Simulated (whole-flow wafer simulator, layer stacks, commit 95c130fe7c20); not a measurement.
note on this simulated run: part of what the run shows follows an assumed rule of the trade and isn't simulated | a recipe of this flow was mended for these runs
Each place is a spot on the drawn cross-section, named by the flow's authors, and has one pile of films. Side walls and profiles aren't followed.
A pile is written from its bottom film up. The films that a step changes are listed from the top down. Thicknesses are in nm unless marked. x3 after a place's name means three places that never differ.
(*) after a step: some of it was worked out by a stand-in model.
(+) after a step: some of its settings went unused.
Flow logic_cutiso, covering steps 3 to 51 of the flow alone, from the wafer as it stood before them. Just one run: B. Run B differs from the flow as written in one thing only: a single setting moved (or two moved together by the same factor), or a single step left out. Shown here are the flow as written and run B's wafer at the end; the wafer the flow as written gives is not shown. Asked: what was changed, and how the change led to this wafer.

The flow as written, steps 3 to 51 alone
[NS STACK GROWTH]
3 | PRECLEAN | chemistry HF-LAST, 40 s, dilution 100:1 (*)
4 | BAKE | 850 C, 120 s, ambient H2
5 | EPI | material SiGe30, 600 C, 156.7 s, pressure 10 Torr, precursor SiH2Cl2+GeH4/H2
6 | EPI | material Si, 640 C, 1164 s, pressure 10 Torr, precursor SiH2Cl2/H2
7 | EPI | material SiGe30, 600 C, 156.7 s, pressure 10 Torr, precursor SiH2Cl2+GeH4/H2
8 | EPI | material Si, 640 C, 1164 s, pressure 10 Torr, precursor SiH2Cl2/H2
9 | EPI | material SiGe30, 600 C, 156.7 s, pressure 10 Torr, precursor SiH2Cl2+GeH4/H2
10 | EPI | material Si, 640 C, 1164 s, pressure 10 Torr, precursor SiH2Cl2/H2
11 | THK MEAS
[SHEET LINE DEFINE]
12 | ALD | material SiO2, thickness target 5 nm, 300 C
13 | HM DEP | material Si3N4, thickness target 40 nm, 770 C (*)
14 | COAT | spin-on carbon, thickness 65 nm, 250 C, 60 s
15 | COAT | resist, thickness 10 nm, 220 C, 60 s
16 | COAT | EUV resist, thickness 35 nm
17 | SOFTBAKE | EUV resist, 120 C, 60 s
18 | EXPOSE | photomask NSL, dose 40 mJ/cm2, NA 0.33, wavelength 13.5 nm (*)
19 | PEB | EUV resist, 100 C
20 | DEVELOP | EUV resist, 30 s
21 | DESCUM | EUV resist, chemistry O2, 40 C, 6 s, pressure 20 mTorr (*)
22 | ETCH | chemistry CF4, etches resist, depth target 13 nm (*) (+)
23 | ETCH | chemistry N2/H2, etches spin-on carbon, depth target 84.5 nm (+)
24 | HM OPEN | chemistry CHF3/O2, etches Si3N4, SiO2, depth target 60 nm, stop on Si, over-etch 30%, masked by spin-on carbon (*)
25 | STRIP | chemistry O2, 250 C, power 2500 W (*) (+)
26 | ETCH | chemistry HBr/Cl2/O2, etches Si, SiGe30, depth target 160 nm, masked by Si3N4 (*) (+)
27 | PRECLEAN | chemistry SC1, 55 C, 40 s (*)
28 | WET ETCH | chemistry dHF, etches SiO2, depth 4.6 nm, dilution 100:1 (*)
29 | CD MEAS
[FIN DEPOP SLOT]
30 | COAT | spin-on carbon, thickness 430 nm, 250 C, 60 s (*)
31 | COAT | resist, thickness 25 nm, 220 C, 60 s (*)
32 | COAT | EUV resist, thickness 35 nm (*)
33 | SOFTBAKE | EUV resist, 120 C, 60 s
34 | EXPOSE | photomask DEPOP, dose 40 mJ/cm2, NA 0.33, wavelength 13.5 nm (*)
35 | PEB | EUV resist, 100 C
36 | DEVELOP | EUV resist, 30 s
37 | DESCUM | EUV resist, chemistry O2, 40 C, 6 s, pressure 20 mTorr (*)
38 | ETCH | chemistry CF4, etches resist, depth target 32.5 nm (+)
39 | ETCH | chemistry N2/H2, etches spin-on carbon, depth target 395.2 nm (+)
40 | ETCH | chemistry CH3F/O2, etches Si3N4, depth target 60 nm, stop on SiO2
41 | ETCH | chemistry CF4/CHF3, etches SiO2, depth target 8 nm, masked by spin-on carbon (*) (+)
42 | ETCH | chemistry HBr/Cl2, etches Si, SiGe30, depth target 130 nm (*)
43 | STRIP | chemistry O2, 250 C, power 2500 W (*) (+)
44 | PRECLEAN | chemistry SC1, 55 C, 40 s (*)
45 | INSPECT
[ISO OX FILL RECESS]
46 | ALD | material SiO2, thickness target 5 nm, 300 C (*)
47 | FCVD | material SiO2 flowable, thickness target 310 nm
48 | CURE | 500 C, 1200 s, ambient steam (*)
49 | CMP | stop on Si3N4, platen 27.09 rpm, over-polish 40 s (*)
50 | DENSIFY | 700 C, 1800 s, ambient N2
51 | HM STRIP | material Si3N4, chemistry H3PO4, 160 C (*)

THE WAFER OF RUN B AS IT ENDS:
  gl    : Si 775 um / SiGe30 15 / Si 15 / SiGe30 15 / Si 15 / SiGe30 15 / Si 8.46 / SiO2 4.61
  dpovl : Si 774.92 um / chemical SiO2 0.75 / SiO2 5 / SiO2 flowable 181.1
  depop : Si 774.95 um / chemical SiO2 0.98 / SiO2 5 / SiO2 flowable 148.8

Cause: step 10, EPI: 628 C was run, though the flow has 640 C.

The path from the change to this, step by step:
  10 | EPI | material Si, 640 C, 1164 s, pressure 10 Torr, precursor SiH2Cl2/H2
      depop, dpovl, gfld and 19 more: +8.46 Si (new film) (in the flow as written it would be: +15 Si (new film))
  26 | ETCH | chemistry HBr/Cl2/O2, etches Si, SiGe30, depth target 160 nm, masked by Si3N4 (*) (+)
      dpovl, gfld, gxf, iso, isow, lnri, nsgap: -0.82 chemical SiO2 (all of it), -5.43 Si (all of it), -15 SiGe30 (all of it), -15 Si (all of it), -15 SiGe30 (all of it), -15 Si (all of it), -15 SiGe30 (all of it), -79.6 Si (in the flow as written it would be: -0.82 chemical SiO2 (all of it), -12 Si (all of it), -15 SiGe30 (all of it), -15 Si (all of it), -15 SiGe30 (all of it), -15 Si (all of it), -15 SiGe30 (all of it), -73 Si)
  42 | ETCH | chemistry HBr/Cl2, etches Si, SiGe30, depth target 130 nm (*)
      depop: -7.22 Si (all of it), -15 SiGe30 (all of it), -15 Si (all of it), -15 SiGe30 (all of it), -15 Si (all of it), -15 SiGe30 (all of it), -47.8 Si (in the flow as written it would be: -13.8 Si (all of it), -15 SiGe30 (all of it), -15 Si (all of it), -15 SiGe30 (all of it), -15 Si (all of it), -15 SiGe30 (all of it), -41.2 Si)
